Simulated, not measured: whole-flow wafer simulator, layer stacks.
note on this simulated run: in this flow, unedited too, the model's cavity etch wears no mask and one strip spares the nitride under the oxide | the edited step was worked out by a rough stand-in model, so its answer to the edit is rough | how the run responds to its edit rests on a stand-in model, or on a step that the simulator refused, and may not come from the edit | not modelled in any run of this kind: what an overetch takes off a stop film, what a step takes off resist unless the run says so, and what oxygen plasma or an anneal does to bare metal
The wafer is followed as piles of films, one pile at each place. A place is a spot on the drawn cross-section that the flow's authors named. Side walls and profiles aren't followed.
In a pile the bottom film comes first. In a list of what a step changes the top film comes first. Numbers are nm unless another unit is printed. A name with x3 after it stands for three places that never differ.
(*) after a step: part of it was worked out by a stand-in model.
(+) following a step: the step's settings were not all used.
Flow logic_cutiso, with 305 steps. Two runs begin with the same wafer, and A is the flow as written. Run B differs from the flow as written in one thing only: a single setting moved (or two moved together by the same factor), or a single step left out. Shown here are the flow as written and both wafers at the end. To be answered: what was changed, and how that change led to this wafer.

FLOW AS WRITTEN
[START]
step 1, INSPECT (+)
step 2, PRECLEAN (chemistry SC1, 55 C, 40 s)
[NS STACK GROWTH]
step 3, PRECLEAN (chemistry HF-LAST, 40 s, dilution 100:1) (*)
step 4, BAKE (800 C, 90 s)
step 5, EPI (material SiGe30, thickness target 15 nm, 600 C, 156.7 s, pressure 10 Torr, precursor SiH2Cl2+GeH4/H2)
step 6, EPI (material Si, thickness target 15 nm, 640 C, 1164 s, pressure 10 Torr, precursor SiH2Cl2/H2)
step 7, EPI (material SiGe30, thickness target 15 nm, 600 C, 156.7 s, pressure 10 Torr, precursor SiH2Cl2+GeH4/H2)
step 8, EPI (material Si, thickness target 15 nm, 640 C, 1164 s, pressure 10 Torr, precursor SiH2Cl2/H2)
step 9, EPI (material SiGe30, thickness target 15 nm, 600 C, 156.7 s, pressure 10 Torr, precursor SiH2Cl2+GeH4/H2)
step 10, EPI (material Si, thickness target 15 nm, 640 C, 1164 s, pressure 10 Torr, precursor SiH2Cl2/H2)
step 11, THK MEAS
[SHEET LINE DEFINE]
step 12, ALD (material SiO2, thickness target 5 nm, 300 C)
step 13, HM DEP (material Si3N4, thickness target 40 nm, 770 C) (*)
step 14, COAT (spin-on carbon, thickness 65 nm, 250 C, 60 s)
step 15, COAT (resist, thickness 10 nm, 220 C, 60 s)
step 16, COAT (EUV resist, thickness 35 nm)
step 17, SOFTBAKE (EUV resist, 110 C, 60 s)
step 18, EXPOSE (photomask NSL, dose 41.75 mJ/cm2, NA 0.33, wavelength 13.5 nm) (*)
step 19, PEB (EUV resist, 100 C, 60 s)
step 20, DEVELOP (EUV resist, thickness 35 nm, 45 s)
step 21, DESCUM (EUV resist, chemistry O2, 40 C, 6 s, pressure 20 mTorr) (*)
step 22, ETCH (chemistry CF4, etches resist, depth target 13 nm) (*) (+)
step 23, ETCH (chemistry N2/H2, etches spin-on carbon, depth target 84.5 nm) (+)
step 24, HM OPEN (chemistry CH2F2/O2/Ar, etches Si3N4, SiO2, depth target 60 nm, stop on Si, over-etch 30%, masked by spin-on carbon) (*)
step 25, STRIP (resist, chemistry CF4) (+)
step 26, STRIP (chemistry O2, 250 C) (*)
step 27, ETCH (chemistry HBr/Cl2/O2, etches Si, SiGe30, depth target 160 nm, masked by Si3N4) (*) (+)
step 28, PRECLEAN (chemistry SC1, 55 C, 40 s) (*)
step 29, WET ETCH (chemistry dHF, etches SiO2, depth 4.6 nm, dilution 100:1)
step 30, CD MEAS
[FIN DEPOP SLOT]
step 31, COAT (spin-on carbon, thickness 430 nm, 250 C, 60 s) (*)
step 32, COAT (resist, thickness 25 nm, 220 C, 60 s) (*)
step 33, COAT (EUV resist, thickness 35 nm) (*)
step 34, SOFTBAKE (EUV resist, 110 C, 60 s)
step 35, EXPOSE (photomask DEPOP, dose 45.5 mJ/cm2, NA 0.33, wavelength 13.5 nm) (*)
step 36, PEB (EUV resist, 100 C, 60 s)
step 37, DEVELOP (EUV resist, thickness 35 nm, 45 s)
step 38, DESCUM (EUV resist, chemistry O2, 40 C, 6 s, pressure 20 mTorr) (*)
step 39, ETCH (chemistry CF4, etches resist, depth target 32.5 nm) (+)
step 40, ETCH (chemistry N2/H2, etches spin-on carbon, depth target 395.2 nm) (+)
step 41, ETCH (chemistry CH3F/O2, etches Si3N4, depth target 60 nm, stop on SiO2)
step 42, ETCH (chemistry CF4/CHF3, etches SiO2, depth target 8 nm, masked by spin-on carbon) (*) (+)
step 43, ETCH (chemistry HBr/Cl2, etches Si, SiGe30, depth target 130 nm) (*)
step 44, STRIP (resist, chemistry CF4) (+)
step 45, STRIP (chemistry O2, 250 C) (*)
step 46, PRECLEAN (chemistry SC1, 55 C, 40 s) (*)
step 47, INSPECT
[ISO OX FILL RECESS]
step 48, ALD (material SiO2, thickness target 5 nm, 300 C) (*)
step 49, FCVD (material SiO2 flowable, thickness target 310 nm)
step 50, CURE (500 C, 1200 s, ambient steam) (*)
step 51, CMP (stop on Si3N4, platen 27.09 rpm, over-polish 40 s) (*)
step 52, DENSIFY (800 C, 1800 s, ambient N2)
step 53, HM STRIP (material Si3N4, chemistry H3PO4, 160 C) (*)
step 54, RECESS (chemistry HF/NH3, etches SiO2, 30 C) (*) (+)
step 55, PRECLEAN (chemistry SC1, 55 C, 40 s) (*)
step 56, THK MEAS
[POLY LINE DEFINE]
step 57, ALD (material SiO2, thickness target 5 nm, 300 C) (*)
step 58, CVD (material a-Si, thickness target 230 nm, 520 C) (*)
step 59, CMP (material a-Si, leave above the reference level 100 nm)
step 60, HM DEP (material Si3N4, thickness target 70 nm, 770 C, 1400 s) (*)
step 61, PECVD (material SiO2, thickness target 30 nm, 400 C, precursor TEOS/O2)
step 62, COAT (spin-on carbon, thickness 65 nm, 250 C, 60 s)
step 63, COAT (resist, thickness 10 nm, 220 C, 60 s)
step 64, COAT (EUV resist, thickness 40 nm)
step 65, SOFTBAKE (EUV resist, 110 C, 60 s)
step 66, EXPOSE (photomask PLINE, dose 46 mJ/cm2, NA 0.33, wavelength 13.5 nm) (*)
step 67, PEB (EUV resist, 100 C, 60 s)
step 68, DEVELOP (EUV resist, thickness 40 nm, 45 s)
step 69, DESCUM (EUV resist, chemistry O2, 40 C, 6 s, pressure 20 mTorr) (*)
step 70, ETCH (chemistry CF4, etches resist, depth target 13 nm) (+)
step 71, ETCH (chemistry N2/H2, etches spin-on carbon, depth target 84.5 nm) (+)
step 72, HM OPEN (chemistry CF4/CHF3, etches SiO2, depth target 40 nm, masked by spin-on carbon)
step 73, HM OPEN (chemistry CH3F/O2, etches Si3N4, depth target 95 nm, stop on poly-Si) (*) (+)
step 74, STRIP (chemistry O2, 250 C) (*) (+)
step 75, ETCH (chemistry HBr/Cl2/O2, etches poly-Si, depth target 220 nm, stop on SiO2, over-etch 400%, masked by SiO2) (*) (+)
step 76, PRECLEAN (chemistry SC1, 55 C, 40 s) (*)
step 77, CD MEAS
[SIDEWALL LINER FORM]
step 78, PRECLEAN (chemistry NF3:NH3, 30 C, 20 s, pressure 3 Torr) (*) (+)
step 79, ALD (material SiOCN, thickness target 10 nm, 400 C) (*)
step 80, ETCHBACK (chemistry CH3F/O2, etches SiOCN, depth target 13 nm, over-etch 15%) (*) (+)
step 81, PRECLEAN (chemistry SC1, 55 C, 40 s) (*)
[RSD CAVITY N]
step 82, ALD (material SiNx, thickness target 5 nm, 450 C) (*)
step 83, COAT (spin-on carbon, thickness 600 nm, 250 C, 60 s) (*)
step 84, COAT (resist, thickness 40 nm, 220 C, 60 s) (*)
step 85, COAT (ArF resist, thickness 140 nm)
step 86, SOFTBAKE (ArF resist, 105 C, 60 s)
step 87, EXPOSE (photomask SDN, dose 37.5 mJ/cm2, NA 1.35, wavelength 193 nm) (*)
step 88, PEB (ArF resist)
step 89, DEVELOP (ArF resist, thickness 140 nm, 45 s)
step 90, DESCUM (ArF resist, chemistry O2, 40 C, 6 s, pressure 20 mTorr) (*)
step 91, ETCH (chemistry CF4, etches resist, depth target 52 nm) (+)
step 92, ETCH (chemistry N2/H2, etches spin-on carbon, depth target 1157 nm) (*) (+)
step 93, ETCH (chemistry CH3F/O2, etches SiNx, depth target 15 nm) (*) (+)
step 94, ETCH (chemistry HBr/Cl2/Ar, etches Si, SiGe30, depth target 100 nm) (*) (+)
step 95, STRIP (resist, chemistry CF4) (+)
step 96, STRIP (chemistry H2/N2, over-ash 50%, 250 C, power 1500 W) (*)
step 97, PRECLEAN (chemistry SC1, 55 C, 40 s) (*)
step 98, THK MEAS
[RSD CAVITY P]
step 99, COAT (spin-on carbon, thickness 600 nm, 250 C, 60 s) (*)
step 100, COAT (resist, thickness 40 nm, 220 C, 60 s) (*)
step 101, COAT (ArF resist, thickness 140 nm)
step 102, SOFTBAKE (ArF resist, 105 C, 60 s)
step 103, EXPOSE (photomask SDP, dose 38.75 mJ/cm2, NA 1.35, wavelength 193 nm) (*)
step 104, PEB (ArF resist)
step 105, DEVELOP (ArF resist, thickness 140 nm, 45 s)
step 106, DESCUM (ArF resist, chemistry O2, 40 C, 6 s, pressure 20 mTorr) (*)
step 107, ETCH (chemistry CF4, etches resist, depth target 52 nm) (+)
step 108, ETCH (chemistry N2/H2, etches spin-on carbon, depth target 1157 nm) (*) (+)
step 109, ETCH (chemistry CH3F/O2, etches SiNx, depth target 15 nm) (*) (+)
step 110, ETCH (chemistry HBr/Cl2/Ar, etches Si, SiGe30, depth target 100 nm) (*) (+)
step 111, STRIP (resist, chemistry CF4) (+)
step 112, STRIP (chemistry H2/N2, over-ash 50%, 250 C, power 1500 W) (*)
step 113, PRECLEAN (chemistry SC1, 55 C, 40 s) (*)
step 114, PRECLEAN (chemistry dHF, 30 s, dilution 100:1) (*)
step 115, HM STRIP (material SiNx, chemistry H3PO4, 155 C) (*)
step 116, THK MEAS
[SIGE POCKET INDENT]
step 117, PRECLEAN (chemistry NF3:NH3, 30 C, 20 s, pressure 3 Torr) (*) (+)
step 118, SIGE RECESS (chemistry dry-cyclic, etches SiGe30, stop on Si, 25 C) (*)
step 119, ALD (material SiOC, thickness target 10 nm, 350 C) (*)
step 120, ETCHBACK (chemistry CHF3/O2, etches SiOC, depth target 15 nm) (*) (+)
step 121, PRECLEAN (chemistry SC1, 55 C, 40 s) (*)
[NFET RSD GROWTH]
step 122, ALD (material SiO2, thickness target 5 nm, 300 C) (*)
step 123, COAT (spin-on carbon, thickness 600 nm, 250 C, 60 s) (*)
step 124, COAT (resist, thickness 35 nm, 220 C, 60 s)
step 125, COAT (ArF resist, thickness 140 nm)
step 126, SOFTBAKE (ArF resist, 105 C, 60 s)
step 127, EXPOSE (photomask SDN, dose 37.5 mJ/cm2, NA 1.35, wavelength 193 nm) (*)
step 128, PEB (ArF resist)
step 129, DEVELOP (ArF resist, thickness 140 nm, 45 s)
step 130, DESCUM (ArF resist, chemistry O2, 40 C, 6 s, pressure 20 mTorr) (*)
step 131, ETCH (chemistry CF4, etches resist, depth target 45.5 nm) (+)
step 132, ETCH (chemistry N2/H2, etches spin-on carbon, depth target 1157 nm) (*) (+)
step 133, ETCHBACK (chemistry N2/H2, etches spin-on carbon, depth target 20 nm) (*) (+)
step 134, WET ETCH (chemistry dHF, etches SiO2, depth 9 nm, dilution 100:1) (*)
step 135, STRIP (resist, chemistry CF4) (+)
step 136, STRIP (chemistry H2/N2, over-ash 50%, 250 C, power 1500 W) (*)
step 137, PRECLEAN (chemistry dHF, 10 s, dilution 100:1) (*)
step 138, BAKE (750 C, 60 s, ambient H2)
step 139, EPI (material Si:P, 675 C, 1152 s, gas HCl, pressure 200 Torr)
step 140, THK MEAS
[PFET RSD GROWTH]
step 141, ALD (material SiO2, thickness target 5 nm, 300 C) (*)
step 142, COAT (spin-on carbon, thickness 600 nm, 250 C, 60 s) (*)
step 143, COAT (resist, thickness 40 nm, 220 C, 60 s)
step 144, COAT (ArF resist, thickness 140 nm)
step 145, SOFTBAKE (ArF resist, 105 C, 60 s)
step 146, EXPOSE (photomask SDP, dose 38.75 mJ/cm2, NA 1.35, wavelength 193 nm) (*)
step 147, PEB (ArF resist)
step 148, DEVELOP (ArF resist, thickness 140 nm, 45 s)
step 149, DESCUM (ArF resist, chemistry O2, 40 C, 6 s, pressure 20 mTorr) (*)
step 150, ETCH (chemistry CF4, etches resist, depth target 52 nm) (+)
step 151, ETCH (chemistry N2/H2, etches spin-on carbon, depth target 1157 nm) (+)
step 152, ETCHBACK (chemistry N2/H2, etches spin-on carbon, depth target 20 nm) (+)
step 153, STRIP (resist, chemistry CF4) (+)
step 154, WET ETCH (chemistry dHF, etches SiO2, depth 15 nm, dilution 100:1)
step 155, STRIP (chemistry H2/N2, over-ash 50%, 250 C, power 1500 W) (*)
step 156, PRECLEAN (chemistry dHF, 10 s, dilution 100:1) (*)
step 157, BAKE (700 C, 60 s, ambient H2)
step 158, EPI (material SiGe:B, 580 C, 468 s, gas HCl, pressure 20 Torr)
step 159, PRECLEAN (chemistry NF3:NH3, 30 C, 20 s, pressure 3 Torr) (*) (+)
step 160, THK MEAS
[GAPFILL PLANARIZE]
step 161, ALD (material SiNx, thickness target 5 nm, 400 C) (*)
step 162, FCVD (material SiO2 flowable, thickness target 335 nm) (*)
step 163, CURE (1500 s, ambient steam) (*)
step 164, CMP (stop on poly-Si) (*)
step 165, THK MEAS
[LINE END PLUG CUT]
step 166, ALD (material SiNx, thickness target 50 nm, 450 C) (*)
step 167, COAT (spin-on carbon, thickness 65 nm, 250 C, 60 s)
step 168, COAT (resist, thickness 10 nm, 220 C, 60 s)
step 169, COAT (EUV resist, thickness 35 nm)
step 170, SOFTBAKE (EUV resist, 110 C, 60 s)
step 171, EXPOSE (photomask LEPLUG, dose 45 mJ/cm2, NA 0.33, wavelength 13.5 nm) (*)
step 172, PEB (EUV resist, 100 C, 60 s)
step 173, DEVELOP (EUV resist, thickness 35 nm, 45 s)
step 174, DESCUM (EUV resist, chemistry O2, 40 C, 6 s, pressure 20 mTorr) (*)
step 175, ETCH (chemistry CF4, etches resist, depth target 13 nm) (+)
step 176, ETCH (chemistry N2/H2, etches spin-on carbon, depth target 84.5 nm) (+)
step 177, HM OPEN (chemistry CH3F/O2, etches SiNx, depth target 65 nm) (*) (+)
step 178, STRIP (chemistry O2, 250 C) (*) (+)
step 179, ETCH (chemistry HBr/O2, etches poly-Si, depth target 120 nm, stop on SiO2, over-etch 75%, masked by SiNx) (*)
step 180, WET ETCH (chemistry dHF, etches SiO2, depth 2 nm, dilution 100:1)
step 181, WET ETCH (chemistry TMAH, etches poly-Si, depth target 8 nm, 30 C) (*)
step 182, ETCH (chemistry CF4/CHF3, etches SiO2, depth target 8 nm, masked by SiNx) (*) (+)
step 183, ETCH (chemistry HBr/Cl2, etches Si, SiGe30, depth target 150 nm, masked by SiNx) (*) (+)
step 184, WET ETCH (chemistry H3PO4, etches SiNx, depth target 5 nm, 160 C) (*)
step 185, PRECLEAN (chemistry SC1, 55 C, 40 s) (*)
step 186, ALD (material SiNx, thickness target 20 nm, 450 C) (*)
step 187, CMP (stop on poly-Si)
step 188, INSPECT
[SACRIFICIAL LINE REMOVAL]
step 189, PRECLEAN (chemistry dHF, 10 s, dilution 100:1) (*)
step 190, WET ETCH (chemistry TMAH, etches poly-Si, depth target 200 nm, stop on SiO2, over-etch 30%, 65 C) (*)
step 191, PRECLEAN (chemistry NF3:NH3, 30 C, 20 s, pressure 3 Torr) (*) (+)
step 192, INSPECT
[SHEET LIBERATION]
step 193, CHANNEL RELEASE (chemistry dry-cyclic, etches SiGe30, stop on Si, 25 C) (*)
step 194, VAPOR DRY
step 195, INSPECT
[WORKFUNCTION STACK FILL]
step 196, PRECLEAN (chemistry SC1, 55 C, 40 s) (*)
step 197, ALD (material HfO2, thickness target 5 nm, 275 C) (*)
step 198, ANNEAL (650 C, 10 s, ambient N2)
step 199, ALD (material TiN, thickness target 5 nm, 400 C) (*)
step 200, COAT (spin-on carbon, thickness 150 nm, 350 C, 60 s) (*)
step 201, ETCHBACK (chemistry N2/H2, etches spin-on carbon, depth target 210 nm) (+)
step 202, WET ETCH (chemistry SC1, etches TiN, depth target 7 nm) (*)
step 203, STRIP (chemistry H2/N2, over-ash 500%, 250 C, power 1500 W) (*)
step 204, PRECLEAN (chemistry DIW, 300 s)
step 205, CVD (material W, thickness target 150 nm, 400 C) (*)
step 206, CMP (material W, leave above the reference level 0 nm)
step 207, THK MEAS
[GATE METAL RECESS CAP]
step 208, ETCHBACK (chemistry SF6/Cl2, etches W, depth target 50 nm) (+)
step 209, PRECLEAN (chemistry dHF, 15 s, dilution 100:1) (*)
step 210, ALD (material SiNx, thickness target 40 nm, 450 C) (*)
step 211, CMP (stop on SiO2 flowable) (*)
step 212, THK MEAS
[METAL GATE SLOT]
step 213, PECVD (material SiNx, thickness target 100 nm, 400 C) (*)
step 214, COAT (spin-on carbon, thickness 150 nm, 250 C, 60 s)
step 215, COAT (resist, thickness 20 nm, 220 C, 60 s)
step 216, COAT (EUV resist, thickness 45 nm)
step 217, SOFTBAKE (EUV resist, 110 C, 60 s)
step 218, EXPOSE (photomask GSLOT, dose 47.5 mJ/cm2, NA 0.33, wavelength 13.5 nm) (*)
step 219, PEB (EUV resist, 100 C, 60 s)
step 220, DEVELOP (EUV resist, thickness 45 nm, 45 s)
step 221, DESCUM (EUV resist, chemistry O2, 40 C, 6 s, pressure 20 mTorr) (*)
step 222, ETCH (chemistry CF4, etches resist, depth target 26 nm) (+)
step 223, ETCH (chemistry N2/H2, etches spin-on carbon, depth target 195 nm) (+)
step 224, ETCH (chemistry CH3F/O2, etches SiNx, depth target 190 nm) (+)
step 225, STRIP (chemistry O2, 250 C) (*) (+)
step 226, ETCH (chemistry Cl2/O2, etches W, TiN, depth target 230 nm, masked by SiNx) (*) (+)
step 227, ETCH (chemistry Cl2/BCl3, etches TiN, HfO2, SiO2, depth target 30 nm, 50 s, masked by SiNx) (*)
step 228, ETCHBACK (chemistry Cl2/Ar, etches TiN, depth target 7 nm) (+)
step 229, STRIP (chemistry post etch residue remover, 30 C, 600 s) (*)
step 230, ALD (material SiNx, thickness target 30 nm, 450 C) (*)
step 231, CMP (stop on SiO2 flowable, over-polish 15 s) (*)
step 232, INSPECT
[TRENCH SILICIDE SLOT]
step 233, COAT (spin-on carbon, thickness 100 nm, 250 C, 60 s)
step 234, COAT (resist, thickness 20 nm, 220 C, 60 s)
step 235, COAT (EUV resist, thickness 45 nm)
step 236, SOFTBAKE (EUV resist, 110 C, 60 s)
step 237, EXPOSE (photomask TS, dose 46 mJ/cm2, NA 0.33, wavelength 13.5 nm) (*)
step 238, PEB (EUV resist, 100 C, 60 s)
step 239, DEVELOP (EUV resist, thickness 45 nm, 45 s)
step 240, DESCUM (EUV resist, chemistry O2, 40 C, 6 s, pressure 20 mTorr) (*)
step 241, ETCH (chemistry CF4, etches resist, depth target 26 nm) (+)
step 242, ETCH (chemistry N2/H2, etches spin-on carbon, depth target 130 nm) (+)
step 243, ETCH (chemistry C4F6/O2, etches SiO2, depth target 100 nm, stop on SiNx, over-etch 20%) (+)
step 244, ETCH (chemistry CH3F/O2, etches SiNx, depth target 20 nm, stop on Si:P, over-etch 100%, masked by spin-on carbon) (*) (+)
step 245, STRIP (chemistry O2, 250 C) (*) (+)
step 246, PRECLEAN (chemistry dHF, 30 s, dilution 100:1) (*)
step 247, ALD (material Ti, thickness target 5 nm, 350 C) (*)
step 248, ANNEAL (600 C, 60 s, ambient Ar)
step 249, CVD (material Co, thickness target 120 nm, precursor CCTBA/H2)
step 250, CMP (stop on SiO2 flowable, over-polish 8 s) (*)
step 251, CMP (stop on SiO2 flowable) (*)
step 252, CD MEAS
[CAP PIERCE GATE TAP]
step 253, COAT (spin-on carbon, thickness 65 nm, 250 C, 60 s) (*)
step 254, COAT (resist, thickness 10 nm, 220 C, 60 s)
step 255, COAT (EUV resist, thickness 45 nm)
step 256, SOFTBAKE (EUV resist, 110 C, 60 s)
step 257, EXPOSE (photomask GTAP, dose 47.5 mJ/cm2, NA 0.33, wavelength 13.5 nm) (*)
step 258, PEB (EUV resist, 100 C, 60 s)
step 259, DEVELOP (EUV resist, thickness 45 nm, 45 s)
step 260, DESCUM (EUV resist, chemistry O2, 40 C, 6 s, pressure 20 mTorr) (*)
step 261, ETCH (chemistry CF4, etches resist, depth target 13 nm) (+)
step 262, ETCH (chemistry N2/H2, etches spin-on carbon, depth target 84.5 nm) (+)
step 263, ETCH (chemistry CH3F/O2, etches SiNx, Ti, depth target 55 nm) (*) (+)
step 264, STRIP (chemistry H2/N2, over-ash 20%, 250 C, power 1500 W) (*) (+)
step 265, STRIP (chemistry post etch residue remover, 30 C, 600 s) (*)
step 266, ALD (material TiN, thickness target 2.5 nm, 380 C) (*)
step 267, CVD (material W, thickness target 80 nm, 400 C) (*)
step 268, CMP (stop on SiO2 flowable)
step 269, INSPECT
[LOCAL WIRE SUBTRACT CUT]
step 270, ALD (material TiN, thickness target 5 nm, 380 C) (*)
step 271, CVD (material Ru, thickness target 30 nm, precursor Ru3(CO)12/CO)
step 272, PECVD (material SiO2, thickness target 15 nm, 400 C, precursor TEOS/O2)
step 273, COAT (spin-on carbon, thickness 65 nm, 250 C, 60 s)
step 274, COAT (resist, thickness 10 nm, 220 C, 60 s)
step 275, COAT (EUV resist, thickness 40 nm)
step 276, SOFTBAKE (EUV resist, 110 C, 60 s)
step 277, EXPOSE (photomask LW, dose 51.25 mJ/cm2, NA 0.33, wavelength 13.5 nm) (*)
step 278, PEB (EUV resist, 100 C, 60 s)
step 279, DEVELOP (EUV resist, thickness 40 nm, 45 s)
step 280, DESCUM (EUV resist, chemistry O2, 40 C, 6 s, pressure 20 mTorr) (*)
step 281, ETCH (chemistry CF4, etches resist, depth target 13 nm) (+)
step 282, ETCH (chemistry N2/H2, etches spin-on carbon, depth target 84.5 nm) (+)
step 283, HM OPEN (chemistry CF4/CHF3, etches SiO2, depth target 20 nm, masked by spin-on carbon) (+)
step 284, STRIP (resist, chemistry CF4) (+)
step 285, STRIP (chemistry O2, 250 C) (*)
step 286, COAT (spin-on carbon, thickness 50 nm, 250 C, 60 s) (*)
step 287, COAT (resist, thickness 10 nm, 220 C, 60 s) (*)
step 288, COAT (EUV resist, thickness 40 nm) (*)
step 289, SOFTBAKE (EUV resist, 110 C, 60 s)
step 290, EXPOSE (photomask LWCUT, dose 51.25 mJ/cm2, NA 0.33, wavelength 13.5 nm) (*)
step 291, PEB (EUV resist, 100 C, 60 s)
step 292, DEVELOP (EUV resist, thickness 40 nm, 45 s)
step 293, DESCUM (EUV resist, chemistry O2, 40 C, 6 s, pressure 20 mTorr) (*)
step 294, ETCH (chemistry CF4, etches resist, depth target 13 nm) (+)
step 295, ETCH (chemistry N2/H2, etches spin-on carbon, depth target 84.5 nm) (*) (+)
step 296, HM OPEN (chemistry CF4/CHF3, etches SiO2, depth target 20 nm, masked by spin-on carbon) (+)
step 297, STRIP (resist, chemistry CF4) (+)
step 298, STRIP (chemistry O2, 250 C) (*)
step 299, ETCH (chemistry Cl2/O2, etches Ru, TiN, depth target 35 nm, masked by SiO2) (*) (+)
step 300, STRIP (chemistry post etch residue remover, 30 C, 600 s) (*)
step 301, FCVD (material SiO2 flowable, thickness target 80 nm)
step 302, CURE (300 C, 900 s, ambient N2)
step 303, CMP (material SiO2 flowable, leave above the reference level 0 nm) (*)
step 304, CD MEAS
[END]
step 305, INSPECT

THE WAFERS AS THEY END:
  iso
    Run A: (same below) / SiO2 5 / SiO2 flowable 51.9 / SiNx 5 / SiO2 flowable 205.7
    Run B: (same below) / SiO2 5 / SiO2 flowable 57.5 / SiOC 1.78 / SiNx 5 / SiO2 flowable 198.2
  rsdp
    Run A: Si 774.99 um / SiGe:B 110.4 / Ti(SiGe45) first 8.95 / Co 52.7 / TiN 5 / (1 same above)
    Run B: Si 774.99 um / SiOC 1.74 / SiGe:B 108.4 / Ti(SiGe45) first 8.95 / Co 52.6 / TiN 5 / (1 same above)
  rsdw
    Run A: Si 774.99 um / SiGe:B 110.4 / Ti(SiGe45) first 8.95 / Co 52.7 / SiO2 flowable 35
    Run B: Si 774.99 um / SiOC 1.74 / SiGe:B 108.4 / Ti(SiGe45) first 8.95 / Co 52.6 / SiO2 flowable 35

The reason: step 120, ETCHBACK: depth target 8.2 nm was run, though the flow has depth target 15 nm.

Step by step, how the change led to this:
  step 120, ETCHBACK (chemistry CHF3/O2, etches SiOC, depth target 15 nm) (*) (+)
      depop, dpovl, gfld, gxf, isow, ns, nsgap, plug: A SiOC loses 10 (all of it), SiO2 loses 5 | B SiOC loses 8.2
      lnr, lnri, lnrp, lnrt: A SiOC loses 10 (all of it), SiOCN loses 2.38 | B SiOC loses 8.2
      (as well as at 10 more places)
  step 122, ALD (material SiO2, thickness target 5 nm, 300 C) (*)
      depop, dpovl, gfld, gxf, isow, ns, nsgap, plug: A SiO2 gains 5 | B SiO2 gains 5 (new film)
      gxn: A SiO2 gains 6.76 (new film) | B SiO2 gains 5 (new film)
      (as well as at 1 more place)
  step 123, COAT (spin-on carbon, thickness 600 nm, 250 C, 60 s) (*)
      lnr, lnrp, lnrt: A spin-on carbon gains 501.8 (new film) | B spin-on carbon gains 513 (new film)
      lnri: A spin-on carbon gains 500.2 (new film) | B spin-on carbon gains 511.5 (new film)
  step 132, ETCH (chemistry N2/H2, etches spin-on carbon, depth target 1157 nm) (*) (+)
      gl, tap: A spin-on carbon loses 501.7 (all of it), SiO2 loses 5 (all of it), Si3N4 loses 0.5 | B spin-on carbon loses 510.6 (all of it), SiO2 loses 5 (all of it), SiOC loses 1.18
      lnr, lnrt: A spin-on carbon loses 496.5 (all of it), SiO2 loses 5 (all of it), SiOCN loses 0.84 | B spin-on carbon loses 507.8 (all of it), SiO2 loses 5 (all of it), SiOC loses 1.25
      (as well as at 1 more place)
  step 133, ETCHBACK (chemistry N2/H2, etches spin-on carbon, depth target 20 nm) (*) (+)
      gl, tap: A Si3N4 loses 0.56 | B SiOC loses 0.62 (all of it), SiO2 loses 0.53
      lnr, lnrt: A SiOCN loses 0.83 | B SiOC loses 0.55 (all of it), SiOCN loses 0.44
      (as well as at 1 more place)
  step 134, WET ETCH (chemistry dHF, etches SiO2, depth 9 nm, dilution 100:1) (*)
      gl, tap: A Si3N4 loses 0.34 | B SiO2 loses 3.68 (all of it), Si3N4 loses 0.16
  step 135, STRIP (resist, chemistry CF4) (+)
      rsdn, rsdx: A nothing | B SiOC loses 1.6 (all of it)
      gxn: A Si3N4 loses 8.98 | B SiO2 loses 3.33
      (as well as at 5 more places)
  step 136, STRIP (chemistry H2/N2, over-ash 50%, 250 C, power 1500 W) (*)
      lnri: A spin-on carbon loses 500.2 (all of it) | B spin-on carbon loses 511.5 (all of it)
      lnrp: A spin-on carbon loses 501.8 (all of it) | B spin-on carbon loses 513 (all of it)
  step 137, PRECLEAN (chemistry dHF, 10 s, dilution 100:1) (*)
      gxn: A Si3N4 loses 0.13 | B SiO2 loses 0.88 (all of it)
  step 141, ALD (material SiO2, thickness target 5 nm, 300 C) (*)
      gxn: A SiO2 gains 10.1 (new film) | B SiO2 gains 5 (new film)
  step 142, COAT (spin-on carbon, thickness 600 nm, 250 C, 60 s) (*)
      gl, tap: A spin-on carbon gains 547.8 (new film) | B spin-on carbon gains 560 (new film)
      rsdn: A spin-on carbon gains 693.9 (new film) | B spin-on carbon gains 708.7 (new film)
      (as well as at 1 more place)
  step 151, ETCH (chemistry N2/H2, etches spin-on carbon, depth target 1157 nm) (+)
      lnrp: A spin-on carbon loses 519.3 (all of it), SiO2 loses 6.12 | B spin-on carbon loses 530 (all of it), SiO2 loses 6.18
  step 153, STRIP (resist, chemistry CF4) (+)
      gxp: A SiO2 loses 3.06 (all of it) | B SiO2 loses 1.23 (all of it)
  step 155, STRIP (chemistry H2/N2, over-ash 50%, 250 C, power 1500 W) (*)
      gl, tap: A spin-on carbon loses 547.8 (all of it) | B spin-on carbon loses 560 (all of it)
      rsdn: A spin-on carbon loses 693.9 (all of it) | B spin-on carbon loses 708.7 (all of it)
      (as well as at 1 more place)
  step 156, PRECLEAN (chemistry dHF, 10 s, dilution 100:1) (*)
      lnrp: A SiOCN loses 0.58 | B SiOC loses 0.06
  step 159, PRECLEAN (chemistry NF3:NH3, 30 C, 20 s, pressure 3 Torr) (*) (+)
      depop, dpovl, gfld, gxf, isow, ns, nsgap, plug: A SiO2 loses 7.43 | B SiO2 loses 6.96 (all of it), SiOC loses 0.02
      glp, gxp: A Si3N4 loses 0.65 | B SiOC loses 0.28
      (as well as at 3 more places)
  ... another 3 steps ...
  step 251, CMP (stop on SiO2 flowable) (*)
      rsdx: A Ti loses 5 (all of it) | B Ti loses 4.7
